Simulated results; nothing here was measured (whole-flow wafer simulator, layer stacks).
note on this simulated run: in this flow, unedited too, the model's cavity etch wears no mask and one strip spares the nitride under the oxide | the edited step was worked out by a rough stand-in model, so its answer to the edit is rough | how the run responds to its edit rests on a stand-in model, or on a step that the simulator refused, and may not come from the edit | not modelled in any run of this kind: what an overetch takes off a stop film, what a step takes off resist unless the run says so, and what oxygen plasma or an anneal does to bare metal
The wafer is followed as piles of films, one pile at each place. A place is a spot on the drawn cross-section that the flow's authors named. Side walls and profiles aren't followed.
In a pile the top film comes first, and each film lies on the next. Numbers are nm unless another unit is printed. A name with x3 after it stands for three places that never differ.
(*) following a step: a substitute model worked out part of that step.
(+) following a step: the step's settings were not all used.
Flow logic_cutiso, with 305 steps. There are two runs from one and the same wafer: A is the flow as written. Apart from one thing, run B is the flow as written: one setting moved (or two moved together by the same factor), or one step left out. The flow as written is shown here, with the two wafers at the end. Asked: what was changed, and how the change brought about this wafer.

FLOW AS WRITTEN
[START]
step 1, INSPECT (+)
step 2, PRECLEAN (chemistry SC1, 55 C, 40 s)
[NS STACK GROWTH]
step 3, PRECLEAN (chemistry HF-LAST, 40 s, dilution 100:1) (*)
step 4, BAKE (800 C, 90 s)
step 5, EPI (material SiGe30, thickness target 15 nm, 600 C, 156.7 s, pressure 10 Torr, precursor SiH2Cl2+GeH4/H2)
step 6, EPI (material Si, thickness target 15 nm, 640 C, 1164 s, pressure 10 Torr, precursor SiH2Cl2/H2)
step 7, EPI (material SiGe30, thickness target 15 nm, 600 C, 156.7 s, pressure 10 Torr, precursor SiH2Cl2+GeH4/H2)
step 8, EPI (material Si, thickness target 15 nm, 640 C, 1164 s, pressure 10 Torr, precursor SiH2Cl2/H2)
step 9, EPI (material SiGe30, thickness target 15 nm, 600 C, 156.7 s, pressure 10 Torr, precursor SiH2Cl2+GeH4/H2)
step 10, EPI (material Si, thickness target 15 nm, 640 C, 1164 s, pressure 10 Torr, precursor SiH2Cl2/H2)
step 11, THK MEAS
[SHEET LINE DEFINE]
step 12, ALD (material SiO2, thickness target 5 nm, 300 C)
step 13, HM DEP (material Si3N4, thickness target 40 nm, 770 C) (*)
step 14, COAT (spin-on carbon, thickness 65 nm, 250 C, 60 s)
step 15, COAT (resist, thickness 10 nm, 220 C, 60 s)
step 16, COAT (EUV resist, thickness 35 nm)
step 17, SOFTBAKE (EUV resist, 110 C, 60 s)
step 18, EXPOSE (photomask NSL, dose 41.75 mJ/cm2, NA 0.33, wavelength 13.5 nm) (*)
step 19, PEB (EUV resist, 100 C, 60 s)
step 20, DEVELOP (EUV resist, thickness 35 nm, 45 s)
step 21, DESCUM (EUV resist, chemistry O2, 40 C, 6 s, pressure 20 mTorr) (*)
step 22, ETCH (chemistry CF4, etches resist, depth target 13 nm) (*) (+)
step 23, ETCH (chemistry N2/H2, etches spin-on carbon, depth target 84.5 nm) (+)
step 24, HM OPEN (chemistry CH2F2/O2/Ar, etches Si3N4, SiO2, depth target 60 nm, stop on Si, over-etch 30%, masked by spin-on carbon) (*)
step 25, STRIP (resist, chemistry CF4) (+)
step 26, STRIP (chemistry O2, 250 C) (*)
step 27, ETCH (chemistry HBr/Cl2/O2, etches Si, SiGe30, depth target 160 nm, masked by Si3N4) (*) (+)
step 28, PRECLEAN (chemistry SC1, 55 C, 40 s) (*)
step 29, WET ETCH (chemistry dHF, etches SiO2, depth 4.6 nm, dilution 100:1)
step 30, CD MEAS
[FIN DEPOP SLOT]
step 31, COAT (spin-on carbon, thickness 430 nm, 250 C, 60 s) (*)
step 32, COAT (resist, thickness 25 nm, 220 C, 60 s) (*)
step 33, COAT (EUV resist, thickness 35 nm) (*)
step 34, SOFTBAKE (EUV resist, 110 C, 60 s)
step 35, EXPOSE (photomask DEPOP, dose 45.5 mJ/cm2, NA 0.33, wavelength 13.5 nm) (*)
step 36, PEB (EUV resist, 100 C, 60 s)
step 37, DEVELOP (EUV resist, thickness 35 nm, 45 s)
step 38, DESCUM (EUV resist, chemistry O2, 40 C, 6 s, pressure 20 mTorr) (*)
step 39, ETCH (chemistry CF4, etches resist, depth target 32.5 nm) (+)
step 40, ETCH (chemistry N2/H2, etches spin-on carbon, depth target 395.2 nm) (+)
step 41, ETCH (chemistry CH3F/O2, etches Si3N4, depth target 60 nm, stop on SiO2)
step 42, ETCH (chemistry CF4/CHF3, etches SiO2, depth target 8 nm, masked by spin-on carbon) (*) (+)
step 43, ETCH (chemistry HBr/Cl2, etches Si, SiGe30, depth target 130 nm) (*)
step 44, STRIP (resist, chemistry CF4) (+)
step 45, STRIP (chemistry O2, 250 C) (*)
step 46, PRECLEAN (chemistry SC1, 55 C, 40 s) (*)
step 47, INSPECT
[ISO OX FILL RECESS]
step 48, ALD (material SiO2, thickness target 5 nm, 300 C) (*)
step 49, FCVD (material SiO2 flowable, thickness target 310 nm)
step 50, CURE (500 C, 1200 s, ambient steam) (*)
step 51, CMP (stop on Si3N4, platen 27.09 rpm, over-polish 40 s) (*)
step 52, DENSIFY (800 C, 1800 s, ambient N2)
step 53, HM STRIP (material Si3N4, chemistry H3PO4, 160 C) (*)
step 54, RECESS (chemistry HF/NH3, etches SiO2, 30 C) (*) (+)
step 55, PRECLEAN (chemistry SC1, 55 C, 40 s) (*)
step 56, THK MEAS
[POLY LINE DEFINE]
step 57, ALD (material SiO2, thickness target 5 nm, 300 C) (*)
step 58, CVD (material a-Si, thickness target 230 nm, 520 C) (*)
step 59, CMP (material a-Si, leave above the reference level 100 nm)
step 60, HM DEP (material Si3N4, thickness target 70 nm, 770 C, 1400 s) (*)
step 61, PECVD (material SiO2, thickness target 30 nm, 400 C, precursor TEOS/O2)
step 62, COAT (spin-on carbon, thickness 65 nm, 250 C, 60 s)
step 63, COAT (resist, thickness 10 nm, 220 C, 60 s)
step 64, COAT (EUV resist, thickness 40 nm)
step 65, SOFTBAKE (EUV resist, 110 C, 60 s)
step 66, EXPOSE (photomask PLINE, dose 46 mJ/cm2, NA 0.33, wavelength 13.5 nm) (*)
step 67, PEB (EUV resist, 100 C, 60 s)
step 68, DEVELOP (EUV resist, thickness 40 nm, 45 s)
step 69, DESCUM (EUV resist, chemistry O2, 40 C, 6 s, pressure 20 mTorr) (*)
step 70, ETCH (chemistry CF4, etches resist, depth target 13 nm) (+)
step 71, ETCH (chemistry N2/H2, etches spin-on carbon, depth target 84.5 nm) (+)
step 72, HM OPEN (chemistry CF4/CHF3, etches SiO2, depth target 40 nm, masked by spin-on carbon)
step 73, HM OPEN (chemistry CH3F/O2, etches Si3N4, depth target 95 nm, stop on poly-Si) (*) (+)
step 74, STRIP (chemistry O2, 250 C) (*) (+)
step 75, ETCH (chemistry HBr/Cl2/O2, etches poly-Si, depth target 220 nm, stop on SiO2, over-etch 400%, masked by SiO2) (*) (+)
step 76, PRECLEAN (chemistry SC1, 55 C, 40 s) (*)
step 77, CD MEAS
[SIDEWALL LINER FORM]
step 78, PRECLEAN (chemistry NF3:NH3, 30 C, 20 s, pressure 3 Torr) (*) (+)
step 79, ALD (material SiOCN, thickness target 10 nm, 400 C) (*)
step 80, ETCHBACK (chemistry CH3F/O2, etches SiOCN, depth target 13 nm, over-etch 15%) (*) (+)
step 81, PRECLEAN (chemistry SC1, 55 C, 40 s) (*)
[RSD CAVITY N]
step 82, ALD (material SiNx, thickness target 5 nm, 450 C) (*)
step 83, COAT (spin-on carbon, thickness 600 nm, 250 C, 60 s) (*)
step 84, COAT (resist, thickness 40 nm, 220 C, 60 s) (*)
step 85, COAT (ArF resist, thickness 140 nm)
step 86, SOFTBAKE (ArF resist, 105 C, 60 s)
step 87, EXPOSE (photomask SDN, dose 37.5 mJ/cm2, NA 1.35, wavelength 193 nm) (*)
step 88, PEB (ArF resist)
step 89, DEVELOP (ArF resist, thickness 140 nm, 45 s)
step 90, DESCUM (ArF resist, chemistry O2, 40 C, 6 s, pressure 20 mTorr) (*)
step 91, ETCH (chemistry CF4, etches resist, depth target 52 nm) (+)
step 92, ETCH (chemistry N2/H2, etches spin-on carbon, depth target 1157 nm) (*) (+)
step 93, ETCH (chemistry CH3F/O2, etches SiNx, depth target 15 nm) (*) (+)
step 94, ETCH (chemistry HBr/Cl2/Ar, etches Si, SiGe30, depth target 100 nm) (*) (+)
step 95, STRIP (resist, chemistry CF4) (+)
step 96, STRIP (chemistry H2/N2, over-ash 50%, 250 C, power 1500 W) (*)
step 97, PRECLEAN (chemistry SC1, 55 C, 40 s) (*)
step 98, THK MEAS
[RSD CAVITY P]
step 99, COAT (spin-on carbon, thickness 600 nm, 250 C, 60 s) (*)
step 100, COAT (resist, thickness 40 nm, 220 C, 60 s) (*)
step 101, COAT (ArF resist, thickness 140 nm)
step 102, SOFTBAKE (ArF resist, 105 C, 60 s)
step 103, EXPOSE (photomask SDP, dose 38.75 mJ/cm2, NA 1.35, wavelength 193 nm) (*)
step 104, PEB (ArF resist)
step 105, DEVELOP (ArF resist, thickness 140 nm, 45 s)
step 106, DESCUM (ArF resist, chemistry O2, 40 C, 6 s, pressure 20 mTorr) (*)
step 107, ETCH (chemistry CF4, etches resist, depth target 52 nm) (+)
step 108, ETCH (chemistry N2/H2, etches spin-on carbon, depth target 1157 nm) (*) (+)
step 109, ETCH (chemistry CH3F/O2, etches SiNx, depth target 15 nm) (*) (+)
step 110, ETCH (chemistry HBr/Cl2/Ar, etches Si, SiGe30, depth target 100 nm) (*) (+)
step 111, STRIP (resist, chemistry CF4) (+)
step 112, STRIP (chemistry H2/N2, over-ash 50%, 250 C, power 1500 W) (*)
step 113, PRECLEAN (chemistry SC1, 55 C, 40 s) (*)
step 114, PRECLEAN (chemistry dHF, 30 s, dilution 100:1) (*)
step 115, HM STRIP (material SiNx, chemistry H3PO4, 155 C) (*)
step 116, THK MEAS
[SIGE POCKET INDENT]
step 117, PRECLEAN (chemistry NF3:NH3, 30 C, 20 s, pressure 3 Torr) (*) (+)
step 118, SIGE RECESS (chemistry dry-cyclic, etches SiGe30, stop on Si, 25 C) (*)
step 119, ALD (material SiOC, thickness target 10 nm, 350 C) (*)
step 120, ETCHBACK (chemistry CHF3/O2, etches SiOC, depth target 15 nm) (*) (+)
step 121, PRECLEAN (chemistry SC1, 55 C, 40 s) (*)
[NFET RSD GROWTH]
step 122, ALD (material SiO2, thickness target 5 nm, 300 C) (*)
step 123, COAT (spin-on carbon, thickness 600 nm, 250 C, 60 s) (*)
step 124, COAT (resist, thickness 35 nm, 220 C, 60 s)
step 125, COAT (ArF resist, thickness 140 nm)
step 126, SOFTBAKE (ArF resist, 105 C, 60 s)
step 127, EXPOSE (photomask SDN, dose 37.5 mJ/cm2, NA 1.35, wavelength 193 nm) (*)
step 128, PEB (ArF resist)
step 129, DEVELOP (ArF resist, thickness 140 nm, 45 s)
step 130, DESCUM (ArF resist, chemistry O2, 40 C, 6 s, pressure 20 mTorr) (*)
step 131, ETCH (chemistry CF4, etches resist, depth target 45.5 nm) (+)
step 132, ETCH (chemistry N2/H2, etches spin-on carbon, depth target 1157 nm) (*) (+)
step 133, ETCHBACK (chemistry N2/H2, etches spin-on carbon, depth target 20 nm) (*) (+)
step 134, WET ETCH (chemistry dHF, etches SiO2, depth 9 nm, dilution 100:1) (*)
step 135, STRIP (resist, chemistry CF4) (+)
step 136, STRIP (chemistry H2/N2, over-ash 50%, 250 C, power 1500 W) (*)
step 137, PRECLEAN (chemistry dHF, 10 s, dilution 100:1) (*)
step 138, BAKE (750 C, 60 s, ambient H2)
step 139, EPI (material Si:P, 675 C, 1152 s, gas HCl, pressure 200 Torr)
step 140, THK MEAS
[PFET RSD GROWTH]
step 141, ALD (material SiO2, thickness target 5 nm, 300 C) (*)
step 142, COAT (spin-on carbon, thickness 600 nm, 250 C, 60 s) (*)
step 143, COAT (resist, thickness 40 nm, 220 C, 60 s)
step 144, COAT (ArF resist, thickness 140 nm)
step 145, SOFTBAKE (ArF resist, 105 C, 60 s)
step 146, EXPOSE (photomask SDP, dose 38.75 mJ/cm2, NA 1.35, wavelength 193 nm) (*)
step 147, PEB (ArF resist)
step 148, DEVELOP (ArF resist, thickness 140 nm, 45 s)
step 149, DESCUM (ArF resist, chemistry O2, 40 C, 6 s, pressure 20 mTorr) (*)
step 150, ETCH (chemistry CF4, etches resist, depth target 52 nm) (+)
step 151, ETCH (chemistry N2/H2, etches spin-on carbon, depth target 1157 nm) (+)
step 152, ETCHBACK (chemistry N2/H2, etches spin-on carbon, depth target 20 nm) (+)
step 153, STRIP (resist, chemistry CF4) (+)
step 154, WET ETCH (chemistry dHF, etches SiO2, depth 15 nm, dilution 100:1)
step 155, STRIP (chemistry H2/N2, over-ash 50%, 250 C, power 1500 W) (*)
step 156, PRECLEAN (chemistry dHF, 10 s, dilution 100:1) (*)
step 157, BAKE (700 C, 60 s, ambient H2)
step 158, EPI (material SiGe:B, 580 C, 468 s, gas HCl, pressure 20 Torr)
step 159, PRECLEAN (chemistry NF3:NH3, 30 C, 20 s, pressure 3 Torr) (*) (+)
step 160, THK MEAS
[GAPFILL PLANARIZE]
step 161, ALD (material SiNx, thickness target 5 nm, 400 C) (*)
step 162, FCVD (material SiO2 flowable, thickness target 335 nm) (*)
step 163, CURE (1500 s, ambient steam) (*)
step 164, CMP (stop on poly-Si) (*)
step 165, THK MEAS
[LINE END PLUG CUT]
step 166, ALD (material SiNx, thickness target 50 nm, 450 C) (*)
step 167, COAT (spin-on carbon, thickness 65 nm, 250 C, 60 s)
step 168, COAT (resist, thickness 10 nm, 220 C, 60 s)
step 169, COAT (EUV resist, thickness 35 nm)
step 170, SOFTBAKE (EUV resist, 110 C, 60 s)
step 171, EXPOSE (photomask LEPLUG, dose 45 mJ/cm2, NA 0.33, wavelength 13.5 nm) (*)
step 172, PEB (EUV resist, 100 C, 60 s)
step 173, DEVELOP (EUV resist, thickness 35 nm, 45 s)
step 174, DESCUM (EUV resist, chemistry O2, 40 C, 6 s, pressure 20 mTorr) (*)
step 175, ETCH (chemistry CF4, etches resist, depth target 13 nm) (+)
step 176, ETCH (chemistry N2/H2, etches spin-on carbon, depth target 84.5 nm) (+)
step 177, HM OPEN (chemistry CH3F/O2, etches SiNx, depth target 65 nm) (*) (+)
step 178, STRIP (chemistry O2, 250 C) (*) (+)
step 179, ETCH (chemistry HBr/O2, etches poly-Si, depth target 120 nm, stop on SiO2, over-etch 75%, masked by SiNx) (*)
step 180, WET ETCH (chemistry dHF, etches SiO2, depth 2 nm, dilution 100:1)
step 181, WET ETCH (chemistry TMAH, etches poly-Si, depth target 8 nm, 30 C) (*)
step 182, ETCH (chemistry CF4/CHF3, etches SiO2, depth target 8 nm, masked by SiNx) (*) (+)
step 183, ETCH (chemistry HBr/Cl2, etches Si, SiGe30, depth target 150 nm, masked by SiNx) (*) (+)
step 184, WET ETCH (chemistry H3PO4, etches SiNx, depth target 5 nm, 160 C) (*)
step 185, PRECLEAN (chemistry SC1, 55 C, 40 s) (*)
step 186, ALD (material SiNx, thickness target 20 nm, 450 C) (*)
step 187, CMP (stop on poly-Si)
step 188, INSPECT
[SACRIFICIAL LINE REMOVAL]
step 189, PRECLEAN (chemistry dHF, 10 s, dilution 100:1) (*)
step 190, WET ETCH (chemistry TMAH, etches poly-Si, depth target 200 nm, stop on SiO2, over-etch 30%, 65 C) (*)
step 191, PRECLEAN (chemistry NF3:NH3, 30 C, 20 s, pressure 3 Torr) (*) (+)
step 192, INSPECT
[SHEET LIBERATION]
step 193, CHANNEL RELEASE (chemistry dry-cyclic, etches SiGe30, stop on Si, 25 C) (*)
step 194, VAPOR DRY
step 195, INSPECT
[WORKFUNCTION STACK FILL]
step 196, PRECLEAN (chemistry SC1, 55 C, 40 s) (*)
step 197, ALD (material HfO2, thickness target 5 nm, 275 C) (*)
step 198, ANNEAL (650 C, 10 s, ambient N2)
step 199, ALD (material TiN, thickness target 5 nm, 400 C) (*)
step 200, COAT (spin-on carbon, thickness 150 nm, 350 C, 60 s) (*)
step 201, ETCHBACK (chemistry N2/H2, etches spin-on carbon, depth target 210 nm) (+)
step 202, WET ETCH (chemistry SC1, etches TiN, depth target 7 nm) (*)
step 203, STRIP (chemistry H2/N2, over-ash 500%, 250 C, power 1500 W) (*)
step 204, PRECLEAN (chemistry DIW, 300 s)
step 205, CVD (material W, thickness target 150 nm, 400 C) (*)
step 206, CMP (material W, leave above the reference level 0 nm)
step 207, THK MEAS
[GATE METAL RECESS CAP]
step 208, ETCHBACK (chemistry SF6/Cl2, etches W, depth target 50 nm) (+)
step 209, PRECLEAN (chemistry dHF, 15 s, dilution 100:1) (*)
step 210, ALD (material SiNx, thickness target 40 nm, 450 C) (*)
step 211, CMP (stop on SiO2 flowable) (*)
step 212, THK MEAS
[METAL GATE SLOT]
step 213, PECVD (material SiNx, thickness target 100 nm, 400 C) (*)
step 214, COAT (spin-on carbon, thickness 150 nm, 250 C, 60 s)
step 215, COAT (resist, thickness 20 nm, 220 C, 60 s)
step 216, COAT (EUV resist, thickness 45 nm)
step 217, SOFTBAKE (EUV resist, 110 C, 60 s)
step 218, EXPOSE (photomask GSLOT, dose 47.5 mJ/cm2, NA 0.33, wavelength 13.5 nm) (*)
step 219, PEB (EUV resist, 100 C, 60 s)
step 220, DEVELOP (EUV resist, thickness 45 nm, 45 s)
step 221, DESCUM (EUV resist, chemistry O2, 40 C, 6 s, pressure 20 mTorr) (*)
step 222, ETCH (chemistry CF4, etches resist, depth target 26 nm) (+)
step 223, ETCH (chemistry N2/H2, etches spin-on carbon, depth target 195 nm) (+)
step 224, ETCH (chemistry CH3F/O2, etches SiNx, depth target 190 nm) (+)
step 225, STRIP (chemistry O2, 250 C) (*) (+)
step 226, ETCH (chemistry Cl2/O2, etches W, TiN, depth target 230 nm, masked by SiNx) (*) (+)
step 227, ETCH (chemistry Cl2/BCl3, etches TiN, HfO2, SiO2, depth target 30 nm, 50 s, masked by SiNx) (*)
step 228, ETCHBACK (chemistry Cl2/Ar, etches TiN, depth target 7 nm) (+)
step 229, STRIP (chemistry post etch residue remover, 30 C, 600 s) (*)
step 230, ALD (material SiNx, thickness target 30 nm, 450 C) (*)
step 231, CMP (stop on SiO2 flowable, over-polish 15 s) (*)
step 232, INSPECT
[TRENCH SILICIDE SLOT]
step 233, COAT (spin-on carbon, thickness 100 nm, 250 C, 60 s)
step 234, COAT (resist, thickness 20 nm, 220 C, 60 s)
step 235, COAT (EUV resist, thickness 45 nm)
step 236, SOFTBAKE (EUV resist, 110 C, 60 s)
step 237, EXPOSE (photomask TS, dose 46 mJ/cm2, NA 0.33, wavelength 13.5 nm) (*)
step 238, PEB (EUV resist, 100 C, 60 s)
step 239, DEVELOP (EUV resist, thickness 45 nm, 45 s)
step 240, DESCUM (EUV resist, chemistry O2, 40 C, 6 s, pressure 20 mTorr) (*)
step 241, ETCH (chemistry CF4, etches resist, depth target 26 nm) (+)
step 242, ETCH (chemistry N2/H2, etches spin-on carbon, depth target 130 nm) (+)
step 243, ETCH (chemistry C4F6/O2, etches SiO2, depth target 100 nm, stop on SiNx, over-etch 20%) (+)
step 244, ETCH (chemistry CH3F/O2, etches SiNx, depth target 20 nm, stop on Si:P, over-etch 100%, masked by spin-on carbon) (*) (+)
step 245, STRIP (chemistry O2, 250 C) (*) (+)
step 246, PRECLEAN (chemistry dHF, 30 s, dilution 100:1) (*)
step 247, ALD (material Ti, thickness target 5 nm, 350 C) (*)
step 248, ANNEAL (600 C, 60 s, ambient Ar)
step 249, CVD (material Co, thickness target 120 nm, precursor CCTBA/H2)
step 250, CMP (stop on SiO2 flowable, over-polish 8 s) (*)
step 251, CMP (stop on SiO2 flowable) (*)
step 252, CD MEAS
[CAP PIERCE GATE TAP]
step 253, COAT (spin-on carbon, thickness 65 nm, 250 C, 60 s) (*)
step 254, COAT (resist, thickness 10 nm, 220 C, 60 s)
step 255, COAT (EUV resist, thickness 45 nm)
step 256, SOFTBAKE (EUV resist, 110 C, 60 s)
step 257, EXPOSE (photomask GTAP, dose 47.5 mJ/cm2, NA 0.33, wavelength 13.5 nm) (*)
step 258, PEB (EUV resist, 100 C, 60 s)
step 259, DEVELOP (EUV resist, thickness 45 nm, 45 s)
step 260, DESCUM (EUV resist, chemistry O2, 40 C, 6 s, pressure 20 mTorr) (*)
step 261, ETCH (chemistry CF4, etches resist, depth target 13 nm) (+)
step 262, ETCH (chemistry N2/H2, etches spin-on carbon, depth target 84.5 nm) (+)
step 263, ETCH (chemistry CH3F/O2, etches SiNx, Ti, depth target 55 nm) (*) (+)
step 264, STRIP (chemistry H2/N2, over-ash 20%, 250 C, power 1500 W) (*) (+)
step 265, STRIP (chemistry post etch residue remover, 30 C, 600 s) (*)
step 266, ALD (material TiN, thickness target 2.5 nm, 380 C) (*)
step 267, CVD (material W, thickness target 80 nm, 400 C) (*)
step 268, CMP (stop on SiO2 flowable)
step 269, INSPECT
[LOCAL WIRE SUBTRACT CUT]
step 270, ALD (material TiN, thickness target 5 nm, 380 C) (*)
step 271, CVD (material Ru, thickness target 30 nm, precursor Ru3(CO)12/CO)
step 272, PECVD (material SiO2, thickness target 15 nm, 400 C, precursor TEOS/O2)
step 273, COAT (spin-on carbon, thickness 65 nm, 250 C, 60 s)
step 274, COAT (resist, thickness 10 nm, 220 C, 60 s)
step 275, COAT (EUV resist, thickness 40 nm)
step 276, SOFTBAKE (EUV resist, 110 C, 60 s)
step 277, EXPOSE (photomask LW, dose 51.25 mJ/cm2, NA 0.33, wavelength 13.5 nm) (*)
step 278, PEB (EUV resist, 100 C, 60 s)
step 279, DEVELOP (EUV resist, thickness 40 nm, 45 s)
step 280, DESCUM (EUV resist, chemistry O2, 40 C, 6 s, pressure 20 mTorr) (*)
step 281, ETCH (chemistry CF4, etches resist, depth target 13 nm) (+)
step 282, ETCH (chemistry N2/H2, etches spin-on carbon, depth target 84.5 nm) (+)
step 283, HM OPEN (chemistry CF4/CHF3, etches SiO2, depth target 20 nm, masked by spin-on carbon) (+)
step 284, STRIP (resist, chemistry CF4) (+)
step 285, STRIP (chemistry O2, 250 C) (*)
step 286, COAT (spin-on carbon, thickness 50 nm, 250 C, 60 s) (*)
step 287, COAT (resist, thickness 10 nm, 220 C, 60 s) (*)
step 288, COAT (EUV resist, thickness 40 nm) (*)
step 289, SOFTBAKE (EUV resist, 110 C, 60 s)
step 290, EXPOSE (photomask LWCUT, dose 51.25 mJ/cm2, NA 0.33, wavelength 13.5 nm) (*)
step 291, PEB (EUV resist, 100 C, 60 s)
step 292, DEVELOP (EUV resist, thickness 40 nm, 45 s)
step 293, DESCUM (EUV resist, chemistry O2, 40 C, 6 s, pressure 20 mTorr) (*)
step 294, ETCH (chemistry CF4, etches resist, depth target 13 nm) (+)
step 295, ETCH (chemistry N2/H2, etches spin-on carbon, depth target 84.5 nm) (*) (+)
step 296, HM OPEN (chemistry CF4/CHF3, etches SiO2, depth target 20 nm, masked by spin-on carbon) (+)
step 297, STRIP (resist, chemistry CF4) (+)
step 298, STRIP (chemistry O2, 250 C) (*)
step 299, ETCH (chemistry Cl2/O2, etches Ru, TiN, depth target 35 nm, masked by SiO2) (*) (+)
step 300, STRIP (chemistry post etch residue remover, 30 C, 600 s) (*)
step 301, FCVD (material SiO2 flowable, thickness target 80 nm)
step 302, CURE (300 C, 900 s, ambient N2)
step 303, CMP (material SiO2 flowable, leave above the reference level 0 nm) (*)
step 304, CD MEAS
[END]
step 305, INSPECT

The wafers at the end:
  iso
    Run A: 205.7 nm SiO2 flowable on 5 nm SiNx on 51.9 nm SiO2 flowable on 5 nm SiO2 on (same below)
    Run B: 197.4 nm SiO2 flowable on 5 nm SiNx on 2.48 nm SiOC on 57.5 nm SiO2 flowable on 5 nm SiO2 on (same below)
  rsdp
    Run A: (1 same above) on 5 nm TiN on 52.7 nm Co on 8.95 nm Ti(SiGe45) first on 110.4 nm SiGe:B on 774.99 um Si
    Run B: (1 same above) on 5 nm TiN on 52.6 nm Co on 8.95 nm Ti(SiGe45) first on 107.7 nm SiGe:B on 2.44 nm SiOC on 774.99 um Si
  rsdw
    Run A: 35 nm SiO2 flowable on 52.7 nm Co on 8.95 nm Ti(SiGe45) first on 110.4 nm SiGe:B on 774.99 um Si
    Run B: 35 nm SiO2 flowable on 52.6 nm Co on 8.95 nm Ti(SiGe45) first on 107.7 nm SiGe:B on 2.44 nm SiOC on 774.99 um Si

The reason: step 120, ETCHBACK: depth target 7.5 nm was run, though the flow has depth target 15 nm.

The path from the change to this, step by step:
  step 120, ETCHBACK (chemistry CHF3/O2, etches SiOC, depth target 15 nm) (*) (+)
      depop, dpovl, gfld, gxf, isow, ns, nsgap, plug: A -10 SiOC (all of it), -5 SiO2 | B -7.5 SiOC
      lnr, lnri, lnrp, lnrt: A -10 SiOC (all of it), -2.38 SiOCN | B -7.5 SiOC
      (as well as at 10 more places)
  step 122, ALD (material SiO2, thickness target 5 nm, 300 C) (*)
      depop, dpovl, gfld, gxf, isow, ns, nsgap, plug: A +5 SiO2 | B +5 SiO2 (new film)
      gxn: A +6.76 SiO2 (new film) | B +5 SiO2 (new film)
      (as well as at 1 more place)
  step 123, COAT (spin-on carbon, thickness 600 nm, 250 C, 60 s) (*)
      gfld, gxf, plug: A +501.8 spin-on carbon (new film) | B +514.7 spin-on carbon (new film)
      gl, glp, tap: A +507 spin-on carbon (new film) | B +520.1 spin-on carbon (new film)
      (as well as at 10 more places)
  step 132, ETCH (chemistry N2/H2, etches spin-on carbon, depth target 1157 nm) (*) (+)
      gl, tap: A -501.7 spin-on carbon (all of it), -5 SiO2 (all of it), -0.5 Si3N4 | B -514.9 spin-on carbon (all of it), -5 SiO2 (all of it), -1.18 SiOC
      lnr, lnrt: A -496.5 spin-on carbon (all of it), -5 SiO2 (all of it), -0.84 SiOCN | B -512.1 spin-on carbon (all of it), -5 SiO2 (all of it), -1.25 SiOC
      (as well as at 18 more places)
  step 133, ETCHBACK (chemistry N2/H2, etches spin-on carbon, depth target 20 nm) (*) (+)
      gl, tap: A -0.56 Si3N4 | B -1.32 SiOC (all of it)
      lnr, lnrt: A -0.83 SiOCN | B -1.25 SiOC (all of it)
      (as well as at 1 more place)
  step 134, WET ETCH (chemistry dHF, etches SiO2, depth 9 nm, dilution 100:1) (*)
      gl, tap: A -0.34 Si3N4 | B -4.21 SiO2 (all of it), -0.15 Si3N4
  step 135, STRIP (resist, chemistry CF4) (+)
      rsdn, rsdx: A nothing | B -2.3 SiOC (all of it)
      gxn: A -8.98 Si3N4 | B -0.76 SiOC (all of it)
      (as well as at 19 more places)
  step 136, STRIP (chemistry H2/N2, over-ash 50%, 250 C, power 1500 W) (*)
      gfld, gxf, plug: A -501.8 spin-on carbon (all of it) | B -514.7 spin-on carbon (all of it)
      rsdp, rsdw: A -783.2 spin-on carbon (all of it) | B -801.4 spin-on carbon (all of it)
      (as well as at 4 more places)
  step 137, PRECLEAN (chemistry dHF, 10 s, dilution 100:1) (*)
      gxn: A -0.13 Si3N4 | B -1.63 SiO2
  step 141, ALD (material SiO2, thickness target 5 nm, 300 C) (*)
      gxn: A +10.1 SiO2 (new film) | B +5 SiO2
  step 142, COAT (spin-on carbon, thickness 600 nm, 250 C, 60 s) (*)
      gfld, gxf, plug: A +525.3 spin-on carbon (new film) | B +536.9 spin-on carbon (new film)
      gl, tap: A +547.8 spin-on carbon (new film) | B +564 spin-on carbon (new film)
      (as well as at 11 more places)
  step 151, ETCH (chemistry N2/H2, etches spin-on carbon, depth target 1157 nm) (+)
      depop, dpovl, gfld and 14 more: A -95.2 ArF resist (all of it), -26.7 resist | B -95.2 ArF resist (all of it), -27.3 resist
      rsdp, rsdw: A -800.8 spin-on carbon (all of it) | B -817.6 spin-on carbon (all of it)
      (as well as at 3 more places)
  step 153, STRIP (resist, chemistry CF4) (+)
      depop, dpovl, gfld and 14 more: A -12 resist (all of it) | B -11.4 resist (all of it)
      gxp: A -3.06 SiO2 (all of it) | B -1.23 SiO2 (all of it)
  step 155, STRIP (chemistry H2/N2, over-ash 50%, 250 C, power 1500 W) (*)
      gfld, gxf, plug: A -525.3 spin-on carbon (all of it) | B -536.9 spin-on carbon (all of it)
      gl, tap: A -547.8 spin-on carbon (all of it) | B -564 spin-on carbon (all of it)
      (as well as at 6 more places)
  step 156, PRECLEAN (chemistry dHF, 10 s, dilution 100:1) (*)
      lnrp: A -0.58 SiOCN | B -0.06 SiOC
  step 158, EPI (material SiGe:B, 580 C, 468 s, gas HCl, pressure 20 Torr)
      rsdp, rsdw: A +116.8 SiGe:B (new film) | B +114.1 SiGe:B (new film)
  ... another 4 steps ...
  step 251, CMP (stop on SiO2 flowable) (*)
      rsdx: A -5 Ti (all of it) | B -4.69 Ti
